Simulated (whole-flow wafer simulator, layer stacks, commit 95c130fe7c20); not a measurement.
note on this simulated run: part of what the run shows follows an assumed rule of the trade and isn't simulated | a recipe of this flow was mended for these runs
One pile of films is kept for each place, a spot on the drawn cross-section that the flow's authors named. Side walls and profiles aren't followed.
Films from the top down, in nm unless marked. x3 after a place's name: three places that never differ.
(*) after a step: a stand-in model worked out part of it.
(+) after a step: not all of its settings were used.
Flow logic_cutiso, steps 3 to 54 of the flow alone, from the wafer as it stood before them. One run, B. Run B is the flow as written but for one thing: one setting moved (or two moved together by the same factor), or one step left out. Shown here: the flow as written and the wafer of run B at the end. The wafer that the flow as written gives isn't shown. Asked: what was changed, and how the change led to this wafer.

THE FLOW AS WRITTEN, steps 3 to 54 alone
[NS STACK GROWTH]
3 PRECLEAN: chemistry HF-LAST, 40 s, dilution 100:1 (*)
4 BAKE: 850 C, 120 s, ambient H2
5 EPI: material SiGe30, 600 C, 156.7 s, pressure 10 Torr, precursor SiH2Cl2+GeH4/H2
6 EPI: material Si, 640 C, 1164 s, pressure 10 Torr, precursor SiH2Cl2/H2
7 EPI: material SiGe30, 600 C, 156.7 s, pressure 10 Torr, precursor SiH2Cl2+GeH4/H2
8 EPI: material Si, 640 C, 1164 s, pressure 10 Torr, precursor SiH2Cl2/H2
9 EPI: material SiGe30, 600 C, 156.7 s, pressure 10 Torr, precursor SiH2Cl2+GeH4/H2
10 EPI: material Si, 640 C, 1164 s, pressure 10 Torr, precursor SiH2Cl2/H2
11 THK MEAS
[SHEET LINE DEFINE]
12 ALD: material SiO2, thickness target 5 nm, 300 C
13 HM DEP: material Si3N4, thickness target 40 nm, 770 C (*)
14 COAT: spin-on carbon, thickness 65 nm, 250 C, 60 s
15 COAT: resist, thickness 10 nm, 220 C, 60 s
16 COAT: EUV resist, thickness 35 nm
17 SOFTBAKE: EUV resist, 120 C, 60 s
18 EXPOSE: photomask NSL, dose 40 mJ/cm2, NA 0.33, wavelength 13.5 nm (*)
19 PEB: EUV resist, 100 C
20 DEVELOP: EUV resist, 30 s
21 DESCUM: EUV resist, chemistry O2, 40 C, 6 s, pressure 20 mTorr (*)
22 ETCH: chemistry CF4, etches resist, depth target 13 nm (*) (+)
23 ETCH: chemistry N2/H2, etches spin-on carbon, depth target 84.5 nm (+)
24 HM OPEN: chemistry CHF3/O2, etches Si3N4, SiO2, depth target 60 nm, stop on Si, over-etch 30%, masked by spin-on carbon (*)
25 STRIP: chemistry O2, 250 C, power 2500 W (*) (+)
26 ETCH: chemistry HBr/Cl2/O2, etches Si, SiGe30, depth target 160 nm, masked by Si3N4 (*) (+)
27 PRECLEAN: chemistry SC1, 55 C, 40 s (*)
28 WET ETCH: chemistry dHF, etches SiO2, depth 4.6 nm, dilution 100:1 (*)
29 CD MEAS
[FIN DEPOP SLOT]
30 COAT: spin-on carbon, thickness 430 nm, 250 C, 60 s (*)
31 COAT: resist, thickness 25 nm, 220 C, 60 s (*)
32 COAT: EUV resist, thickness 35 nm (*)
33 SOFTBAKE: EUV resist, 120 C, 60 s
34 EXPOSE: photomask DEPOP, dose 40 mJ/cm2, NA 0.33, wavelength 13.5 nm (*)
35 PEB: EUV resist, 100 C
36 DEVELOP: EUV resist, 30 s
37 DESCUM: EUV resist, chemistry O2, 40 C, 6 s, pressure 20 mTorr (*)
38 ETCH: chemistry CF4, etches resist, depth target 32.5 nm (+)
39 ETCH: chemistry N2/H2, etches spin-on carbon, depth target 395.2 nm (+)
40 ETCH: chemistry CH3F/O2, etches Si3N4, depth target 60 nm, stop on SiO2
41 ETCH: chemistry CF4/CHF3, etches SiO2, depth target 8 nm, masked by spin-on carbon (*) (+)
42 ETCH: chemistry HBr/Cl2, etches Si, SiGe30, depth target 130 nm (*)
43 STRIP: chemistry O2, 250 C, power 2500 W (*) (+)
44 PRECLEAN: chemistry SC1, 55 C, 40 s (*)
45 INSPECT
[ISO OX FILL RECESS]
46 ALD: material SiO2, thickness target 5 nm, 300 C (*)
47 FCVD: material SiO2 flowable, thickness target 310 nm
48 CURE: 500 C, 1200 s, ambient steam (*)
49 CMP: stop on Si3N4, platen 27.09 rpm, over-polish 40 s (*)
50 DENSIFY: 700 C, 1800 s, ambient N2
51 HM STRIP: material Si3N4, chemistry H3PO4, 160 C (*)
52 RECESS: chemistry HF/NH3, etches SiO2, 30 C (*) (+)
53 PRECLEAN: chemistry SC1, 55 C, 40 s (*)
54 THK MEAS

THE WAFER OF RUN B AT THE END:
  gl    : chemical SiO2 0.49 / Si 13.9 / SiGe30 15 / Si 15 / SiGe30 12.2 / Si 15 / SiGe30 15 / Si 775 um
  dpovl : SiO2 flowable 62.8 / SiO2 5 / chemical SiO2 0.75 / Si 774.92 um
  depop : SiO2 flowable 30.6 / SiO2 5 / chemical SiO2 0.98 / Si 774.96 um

The cause: step 7, EPI: 588 C was run, where the flow has 600 C.

How the change led to this, step by step:
  7 EPI: material SiGe30, 600 C, 156.7 s, pressure 10 Torr, precursor SiH2Cl2+GeH4/H2
      depop, dpovl, gfld and 19 more: SiGe30 +12.2 (new film) (as written it would be: SiGe30 +15 (new film))
  26 ETCH: chemistry HBr/Cl2/O2, etches Si, SiGe30, depth target 160 nm, masked by Si3N4 (*) (+)
      dpovl, gfld, gxf, iso, isow, lnri, nsgap: chemical SiO2 -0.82 (all of it), Si -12 (all of it), SiGe30 -15 (all of it), Si -15 (all of it), SiGe30 -12.2 (all of it), Si -15 (all of it), SiGe30 -15 (all of it), Si -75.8 (as written it would be: chemical SiO2 -0.82 (all of it), Si -12 (all of it), SiGe30 -15 (all of it), Si -15 (all of it), SiGe30 -15 (all of it), Si -15 (all of it), SiGe30 -15 (all of it), Si -73)
  42 ETCH: chemistry HBr/Cl2, etches Si, SiGe30, depth target 130 nm (*)
      depop: Si -13.8 (all of it), SiGe30 -15 (all of it), Si -15 (all of it), SiGe30 -12.2 (all of it), Si -15 (all of it), SiGe30 -15 (all of it), Si -44 (as written it would be: Si -13.8 (all of it), SiGe30 -15 (all of it), Si -15 (all of it), SiGe30 -15 (all of it), Si -15 (all of it), SiGe30 -15 (all of it), Si -41.2)
